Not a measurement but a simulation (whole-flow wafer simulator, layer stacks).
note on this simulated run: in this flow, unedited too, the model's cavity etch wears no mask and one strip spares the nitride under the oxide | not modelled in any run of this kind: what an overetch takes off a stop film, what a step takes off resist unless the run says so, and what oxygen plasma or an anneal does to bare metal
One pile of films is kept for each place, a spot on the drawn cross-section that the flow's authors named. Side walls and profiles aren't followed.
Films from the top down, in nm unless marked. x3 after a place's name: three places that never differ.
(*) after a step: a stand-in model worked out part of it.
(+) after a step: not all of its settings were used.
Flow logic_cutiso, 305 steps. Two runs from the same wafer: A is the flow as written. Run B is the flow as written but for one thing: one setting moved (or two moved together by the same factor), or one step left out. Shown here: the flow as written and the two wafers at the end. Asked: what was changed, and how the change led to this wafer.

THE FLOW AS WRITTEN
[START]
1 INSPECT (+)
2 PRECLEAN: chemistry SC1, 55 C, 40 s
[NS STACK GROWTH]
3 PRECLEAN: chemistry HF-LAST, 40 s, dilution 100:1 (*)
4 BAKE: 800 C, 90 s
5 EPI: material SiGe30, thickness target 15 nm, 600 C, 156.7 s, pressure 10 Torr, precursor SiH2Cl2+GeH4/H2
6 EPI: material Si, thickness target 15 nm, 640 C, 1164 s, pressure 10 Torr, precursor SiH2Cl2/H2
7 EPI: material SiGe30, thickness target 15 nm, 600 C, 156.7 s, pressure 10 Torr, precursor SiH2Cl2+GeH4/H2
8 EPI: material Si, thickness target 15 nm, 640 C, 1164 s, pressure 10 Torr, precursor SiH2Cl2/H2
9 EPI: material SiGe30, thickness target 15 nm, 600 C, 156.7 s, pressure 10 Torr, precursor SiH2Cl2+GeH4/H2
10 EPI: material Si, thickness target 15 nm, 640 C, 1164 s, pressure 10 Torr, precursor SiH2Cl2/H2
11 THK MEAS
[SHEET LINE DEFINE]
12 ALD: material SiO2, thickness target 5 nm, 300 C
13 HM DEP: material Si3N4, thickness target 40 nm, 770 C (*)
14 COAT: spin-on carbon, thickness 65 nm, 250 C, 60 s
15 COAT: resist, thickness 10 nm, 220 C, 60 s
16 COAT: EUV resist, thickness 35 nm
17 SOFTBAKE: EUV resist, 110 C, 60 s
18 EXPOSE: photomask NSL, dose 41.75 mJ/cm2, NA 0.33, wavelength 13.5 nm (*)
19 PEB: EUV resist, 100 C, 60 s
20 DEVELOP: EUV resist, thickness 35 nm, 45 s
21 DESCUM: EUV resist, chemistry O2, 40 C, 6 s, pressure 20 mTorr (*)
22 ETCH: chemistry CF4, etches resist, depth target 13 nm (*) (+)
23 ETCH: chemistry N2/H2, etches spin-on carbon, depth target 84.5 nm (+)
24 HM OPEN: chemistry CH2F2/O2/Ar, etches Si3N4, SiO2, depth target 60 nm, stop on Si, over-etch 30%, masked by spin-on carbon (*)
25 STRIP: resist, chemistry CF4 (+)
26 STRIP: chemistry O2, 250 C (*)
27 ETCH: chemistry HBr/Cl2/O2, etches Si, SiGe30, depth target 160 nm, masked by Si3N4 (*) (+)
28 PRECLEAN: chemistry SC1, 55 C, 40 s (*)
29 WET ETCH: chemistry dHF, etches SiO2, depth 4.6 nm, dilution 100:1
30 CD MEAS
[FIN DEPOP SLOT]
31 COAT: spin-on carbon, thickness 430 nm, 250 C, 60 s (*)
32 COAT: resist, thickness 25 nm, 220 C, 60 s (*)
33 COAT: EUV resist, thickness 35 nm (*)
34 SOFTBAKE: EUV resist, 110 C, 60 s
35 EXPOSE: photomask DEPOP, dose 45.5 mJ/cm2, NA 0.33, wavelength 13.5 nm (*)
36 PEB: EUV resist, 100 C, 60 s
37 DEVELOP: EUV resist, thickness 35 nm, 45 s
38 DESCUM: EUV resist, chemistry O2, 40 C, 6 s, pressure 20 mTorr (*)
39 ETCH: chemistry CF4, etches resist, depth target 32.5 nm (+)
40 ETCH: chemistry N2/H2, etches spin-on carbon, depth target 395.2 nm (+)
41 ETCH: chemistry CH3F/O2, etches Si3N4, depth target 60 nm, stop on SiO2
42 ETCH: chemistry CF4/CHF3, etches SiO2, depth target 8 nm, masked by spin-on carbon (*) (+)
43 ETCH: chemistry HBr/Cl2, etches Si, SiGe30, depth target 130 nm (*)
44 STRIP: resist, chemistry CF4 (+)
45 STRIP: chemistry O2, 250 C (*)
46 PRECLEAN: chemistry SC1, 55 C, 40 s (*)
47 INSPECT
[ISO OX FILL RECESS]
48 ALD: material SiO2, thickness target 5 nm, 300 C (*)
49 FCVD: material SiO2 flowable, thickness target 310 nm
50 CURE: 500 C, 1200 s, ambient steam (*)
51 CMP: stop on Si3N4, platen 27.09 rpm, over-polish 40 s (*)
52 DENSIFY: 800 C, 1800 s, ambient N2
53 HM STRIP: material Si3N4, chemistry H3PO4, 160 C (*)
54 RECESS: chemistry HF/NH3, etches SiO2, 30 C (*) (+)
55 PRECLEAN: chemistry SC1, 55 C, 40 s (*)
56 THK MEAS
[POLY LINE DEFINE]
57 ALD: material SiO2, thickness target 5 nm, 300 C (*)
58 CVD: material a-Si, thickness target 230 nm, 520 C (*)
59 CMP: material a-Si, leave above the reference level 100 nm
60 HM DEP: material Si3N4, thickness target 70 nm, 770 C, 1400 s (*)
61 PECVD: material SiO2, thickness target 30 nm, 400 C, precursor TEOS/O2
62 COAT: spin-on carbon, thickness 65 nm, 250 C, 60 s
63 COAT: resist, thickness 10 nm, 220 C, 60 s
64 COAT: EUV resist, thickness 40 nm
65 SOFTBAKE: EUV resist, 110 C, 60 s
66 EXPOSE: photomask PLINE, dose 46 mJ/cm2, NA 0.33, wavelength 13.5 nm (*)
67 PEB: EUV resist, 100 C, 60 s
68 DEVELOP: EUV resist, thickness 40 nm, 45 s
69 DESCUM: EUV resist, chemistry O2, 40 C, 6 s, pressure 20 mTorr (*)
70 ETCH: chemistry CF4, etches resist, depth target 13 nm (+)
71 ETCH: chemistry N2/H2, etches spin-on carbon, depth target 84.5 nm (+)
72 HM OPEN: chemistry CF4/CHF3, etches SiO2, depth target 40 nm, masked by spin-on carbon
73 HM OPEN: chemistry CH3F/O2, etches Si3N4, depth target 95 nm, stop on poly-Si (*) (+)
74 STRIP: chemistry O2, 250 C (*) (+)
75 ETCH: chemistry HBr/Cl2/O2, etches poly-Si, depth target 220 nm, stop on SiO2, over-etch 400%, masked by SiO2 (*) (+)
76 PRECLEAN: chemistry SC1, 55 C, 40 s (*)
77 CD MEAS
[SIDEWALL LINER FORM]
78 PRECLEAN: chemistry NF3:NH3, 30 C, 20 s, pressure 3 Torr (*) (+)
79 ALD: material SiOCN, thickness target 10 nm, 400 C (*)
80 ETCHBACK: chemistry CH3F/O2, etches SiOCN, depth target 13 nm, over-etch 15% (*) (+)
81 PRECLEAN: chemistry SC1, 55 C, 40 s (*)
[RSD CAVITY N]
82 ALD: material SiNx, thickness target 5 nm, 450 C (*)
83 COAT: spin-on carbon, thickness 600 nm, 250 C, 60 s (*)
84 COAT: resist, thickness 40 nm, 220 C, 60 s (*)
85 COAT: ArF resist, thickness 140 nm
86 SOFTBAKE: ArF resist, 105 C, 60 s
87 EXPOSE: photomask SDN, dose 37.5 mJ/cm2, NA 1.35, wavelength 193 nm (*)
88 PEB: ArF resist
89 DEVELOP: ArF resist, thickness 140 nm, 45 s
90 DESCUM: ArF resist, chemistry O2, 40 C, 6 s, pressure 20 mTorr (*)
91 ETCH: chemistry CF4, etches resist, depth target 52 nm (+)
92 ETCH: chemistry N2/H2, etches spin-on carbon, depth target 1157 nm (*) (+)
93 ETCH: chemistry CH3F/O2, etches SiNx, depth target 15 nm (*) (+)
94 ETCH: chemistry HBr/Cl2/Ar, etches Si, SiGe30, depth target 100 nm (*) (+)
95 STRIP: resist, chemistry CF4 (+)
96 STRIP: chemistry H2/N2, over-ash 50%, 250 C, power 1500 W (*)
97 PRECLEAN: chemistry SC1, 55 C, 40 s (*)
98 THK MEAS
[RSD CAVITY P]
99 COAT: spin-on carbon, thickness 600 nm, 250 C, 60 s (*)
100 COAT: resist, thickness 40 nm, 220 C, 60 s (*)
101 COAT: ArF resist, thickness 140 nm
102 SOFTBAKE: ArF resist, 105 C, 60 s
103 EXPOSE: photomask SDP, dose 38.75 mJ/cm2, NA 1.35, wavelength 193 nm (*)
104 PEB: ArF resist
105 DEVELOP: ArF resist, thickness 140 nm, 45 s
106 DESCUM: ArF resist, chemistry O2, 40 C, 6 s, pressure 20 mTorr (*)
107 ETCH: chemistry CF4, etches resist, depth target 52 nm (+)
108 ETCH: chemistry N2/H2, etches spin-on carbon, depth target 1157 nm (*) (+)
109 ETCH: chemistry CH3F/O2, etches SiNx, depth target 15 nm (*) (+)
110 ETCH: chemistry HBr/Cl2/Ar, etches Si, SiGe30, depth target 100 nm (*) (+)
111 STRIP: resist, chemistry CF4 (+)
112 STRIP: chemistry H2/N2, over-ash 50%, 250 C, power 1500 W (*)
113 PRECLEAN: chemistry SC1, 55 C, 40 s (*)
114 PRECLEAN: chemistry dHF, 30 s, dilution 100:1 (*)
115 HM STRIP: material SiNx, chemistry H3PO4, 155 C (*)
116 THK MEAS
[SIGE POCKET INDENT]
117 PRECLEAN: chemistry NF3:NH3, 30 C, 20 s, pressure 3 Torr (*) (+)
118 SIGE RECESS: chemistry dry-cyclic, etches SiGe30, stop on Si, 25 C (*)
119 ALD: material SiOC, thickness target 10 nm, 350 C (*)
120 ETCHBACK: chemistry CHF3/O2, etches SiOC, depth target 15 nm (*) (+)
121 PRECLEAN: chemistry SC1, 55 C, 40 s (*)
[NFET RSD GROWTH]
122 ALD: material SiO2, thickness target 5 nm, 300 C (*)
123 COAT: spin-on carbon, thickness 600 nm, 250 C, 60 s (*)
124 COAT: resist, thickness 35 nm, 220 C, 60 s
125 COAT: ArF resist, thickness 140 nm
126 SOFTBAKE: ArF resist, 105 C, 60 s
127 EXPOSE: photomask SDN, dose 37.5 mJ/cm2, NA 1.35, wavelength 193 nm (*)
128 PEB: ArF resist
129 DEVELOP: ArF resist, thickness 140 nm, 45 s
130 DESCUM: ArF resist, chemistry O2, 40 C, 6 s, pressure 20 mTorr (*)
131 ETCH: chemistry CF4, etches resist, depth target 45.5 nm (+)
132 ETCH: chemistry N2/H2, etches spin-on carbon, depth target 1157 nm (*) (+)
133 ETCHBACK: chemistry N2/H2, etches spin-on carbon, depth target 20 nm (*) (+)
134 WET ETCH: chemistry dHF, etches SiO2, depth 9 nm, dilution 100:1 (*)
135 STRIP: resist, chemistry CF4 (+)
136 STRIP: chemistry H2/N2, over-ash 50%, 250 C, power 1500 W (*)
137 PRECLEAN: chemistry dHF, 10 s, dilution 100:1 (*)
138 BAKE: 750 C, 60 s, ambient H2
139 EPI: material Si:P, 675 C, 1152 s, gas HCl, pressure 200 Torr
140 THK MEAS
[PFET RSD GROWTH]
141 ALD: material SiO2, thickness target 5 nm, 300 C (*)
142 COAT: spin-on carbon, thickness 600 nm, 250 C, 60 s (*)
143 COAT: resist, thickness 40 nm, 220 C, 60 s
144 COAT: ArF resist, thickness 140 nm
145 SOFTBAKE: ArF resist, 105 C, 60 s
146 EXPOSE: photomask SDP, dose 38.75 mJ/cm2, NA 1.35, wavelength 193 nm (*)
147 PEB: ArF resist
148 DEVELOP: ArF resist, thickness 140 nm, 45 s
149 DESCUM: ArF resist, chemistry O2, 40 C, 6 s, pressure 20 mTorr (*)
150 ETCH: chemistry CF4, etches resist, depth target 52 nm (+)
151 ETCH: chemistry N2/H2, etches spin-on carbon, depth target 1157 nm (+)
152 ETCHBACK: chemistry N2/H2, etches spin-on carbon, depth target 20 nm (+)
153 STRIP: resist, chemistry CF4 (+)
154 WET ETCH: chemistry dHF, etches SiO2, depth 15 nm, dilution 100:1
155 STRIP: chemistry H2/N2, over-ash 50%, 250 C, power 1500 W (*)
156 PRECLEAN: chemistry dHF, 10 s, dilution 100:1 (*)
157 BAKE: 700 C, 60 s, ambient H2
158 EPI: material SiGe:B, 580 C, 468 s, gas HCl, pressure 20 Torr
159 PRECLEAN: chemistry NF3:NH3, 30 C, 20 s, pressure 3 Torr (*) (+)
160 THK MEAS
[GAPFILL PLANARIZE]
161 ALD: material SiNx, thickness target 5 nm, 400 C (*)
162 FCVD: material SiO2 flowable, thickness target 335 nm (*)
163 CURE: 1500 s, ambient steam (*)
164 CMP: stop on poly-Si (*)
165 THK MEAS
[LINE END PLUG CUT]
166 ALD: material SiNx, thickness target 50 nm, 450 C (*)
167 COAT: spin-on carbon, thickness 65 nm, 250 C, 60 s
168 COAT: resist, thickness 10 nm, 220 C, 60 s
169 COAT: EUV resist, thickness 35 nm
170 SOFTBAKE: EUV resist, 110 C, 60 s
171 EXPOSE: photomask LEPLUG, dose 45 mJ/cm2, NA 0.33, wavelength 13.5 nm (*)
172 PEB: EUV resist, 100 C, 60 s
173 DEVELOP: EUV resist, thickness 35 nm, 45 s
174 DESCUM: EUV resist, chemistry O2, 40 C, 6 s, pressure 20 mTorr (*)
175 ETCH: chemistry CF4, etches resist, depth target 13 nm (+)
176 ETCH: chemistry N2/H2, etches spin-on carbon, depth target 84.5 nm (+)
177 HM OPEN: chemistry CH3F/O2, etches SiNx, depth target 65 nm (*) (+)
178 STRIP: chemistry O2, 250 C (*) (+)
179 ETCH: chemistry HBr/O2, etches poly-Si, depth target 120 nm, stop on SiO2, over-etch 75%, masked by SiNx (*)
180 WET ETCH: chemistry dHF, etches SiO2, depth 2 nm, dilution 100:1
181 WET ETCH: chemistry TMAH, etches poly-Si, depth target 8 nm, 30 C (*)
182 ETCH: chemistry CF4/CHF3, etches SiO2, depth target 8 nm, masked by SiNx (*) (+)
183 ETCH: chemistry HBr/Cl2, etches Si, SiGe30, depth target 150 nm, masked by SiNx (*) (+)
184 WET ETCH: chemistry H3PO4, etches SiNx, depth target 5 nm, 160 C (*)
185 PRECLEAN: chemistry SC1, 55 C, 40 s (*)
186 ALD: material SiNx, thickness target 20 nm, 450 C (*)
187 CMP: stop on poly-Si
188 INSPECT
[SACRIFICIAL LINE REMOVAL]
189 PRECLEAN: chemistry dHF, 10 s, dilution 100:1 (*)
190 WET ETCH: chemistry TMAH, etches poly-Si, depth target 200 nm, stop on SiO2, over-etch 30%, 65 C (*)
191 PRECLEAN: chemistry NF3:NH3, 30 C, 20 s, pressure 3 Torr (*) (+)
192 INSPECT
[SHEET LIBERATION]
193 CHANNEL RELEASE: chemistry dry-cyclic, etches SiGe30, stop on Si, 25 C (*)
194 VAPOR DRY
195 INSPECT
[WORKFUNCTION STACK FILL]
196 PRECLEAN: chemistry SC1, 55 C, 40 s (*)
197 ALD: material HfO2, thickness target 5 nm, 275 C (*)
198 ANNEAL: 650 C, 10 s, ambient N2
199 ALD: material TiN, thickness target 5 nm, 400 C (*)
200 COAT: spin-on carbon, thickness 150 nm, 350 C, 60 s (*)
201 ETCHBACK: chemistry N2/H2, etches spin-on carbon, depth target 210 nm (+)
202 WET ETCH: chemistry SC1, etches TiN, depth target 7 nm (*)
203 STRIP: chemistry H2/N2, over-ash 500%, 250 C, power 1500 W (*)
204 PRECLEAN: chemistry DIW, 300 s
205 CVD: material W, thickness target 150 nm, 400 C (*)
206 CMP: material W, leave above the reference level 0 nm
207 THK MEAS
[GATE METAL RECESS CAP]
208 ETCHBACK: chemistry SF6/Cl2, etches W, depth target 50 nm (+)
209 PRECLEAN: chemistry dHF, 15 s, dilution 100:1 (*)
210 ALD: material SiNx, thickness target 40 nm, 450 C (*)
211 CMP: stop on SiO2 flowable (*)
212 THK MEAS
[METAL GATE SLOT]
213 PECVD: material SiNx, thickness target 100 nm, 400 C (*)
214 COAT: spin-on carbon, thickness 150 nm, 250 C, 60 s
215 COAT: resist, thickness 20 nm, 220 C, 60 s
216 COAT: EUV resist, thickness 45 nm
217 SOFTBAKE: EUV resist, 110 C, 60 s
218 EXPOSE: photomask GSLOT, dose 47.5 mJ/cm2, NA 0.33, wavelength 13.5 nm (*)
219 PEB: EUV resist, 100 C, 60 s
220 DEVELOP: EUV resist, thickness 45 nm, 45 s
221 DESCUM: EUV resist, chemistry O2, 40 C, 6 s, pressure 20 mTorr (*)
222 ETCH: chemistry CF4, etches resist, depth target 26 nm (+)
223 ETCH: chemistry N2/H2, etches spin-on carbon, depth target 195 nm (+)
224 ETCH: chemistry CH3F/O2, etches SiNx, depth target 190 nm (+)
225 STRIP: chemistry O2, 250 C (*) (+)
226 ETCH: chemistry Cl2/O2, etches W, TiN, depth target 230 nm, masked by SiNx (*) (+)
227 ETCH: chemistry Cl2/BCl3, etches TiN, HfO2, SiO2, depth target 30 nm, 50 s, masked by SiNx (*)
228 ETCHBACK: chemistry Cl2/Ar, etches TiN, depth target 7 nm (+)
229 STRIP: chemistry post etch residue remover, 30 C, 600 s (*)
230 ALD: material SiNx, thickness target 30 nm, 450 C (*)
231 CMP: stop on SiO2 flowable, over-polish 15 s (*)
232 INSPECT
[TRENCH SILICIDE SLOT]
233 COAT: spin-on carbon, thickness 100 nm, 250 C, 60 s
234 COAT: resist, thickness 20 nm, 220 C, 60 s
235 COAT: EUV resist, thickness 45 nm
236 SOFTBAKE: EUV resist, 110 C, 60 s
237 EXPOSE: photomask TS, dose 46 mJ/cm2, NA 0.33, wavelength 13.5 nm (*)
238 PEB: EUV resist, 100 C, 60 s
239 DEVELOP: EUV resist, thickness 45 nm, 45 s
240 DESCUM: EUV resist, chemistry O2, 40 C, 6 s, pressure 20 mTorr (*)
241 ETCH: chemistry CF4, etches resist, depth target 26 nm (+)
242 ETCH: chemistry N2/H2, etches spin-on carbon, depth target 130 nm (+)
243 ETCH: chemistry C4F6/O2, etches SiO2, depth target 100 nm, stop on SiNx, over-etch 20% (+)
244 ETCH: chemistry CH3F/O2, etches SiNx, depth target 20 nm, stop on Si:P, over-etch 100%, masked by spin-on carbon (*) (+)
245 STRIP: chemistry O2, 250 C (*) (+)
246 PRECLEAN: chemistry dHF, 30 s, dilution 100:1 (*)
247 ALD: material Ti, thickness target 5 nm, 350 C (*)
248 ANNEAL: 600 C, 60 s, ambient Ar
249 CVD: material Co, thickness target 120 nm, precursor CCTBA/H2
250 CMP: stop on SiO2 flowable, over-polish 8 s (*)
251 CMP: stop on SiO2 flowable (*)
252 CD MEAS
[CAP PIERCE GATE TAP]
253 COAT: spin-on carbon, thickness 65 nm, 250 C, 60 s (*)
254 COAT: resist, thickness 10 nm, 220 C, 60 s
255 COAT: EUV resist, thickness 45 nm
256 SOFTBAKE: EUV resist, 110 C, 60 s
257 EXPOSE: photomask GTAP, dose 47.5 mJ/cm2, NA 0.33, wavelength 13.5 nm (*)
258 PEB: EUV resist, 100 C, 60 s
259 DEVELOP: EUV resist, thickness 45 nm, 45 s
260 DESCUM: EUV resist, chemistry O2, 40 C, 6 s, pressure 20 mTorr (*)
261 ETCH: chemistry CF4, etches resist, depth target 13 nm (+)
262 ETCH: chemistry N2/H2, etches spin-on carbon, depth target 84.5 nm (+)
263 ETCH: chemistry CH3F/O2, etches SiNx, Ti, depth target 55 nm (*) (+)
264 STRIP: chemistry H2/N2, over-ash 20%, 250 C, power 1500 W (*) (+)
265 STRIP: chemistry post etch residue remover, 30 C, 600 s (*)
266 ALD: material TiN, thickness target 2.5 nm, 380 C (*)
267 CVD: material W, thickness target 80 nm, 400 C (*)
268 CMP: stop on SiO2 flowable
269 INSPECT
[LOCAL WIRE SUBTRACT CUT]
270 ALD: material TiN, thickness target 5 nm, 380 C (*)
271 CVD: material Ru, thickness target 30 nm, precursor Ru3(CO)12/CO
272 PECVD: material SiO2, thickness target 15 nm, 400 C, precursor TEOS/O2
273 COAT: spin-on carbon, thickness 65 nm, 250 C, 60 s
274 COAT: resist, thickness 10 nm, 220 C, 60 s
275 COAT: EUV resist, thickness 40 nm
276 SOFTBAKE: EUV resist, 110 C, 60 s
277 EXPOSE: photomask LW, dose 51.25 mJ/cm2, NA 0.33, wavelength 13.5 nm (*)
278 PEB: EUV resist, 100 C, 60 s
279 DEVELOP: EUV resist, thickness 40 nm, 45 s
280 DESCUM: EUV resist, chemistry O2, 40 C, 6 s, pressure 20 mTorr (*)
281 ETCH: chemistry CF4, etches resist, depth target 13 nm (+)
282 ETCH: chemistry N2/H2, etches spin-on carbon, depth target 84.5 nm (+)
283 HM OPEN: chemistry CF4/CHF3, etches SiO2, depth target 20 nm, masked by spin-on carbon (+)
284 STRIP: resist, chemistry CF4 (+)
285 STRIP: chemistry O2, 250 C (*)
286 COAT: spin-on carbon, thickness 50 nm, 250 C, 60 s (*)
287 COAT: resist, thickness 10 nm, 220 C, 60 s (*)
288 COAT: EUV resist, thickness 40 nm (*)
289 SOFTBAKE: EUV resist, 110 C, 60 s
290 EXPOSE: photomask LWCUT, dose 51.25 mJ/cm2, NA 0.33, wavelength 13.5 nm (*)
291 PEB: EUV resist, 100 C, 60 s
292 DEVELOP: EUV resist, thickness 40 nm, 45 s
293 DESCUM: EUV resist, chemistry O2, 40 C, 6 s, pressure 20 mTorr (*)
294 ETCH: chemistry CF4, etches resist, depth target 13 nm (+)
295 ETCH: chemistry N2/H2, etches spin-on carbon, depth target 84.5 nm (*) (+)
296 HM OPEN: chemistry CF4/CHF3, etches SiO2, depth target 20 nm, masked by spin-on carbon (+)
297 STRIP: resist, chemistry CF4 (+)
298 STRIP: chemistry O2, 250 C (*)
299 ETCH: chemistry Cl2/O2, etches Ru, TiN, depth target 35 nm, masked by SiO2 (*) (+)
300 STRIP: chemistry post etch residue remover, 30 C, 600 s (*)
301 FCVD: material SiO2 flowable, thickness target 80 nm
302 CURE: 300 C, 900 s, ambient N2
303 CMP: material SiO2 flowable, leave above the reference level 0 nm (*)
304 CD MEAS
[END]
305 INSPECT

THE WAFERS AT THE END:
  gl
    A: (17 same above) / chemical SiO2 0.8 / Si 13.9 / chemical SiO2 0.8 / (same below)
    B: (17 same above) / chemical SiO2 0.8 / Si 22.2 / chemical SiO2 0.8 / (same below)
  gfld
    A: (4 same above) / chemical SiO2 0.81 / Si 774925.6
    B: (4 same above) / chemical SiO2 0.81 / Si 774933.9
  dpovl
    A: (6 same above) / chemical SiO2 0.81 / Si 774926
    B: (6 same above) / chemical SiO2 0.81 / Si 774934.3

The cause: step 6, EPI: thickness target 23.2 nm was run, where the flow has thickness target 15 nm; step 6, EPI: 1805 s was run, where the flow has 1164 s.

How the change led to this, step by step:
  6 EPI: material Si, thickness target 15 nm, 640 C, 1164 s, pressure 10 Torr, precursor SiH2Cl2/H2
      depop, dpovl, gfld and 19 more: A Si +15 (new film) | B Si +23.3 (new film)
  27 ETCH: chemistry HBr/Cl2/O2, etches Si, SiGe30, depth target 160 nm, masked by Si3N4 (*) (+)
      gfld, gxf, iso, lnri: A chemical SiO2 -0.79 (all of it), Si -11.4 (all of it), SiGe30 -15 (all of it), Si -15 (all of it), SiGe30 -15 (all of it), Si -15 (all of it), SiGe30 -15 (all of it), Si -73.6 | B chemical SiO2 -0.79 (all of it), Si -11.4 (all of it), SiGe30 -15 (all of it), Si -15 (all of it), SiGe30 -15 (all of it), Si -23.3 (all of it), SiGe30 -15 (all of it), Si -65.4
      dpovl, nsgap: A chemical SiO2 -0.79 (all of it), Si -11.8 (all of it), SiGe30 -15 (all of it), Si -15 (all of it), SiGe30 -15 (all of it), Si -15 (all of it), SiGe30 -15 (all of it), Si -73.2 | B chemical SiO2 -0.79 (all of it), Si -11.8 (all of it), SiGe30 -15 (all of it), Si -15 (all of it), SiGe30 -15 (all of it), Si -23.3 (all of it), SiGe30 -15 (all of it), Si -65
      (and at 1 more place)
  43 ETCH: chemistry HBr/Cl2, etches Si, SiGe30, depth target 130 nm (*)
      depop: A Si -14 (all of it), SiGe30 -15 (all of it), Si -15 (all of it), SiGe30 -15 (all of it), Si -15 (all of it), SiGe30 -15 (all of it), Si -41 | B Si -14 (all of it), SiGe30 -15 (all of it), Si -15 (all of it), SiGe30 -15 (all of it), Si -23.3 (all of it), SiGe30 -15 (all of it), Si -32.7
  94 ETCH: chemistry HBr/Cl2/Ar, etches Si, SiGe30, depth target 100 nm (*) (+)
      rsdn, rsdx: A chemical SiO2 -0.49 (all of it), Si -12.8 (all of it), SiGe30 -15 (all of it), Si -15 (all of it), SiGe30 -15 (all of it), Si -15 (all of it), SiGe30 -15 (all of it), Si -12.2 | B chemical SiO2 -0.49 (all of it), Si -12.8 (all of it), SiGe30 -15 (all of it), Si -15 (all of it), SiGe30 -15 (all of it), Si -23.3 (all of it), SiGe30 -15 (all of it), Si -3.91
  110 ETCH: chemistry HBr/Cl2/Ar, etches Si, SiGe30, depth target 100 nm (*) (+)
      rsdp, rsdw: A chemical SiO2 -0.49 (all of it), Si -12.8 (all of it), SiGe30 -15 (all of it), Si -15 (all of it), SiGe30 -15 (all of it), Si -15 (all of it), SiGe30 -15 (all of it), Si -12.2 | B chemical SiO2 -0.49 (all of it), Si -12.8 (all of it), SiGe30 -15 (all of it), Si -15 (all of it), SiGe30 -15 (all of it), Si -23.3 (all of it), SiGe30 -15 (all of it), Si -3.91
  183 ETCH: chemistry HBr/Cl2, etches Si, SiGe30, depth target 150 nm, masked by SiNx (*) (+)
      plug: A Si -13.6 (all of it), SiGe30 -15 (all of it), Si -15 (all of it), SiGe30 -15 (all of it), Si -15 (all of it), SiGe30 -15 (all of it), Si -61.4 | B Si -13.6 (all of it), SiGe30 -15 (all of it), Si -15 (all of it), SiGe30 -15 (all of it), Si -23.3 (all of it), SiGe30 -15 (all of it), Si -53.2
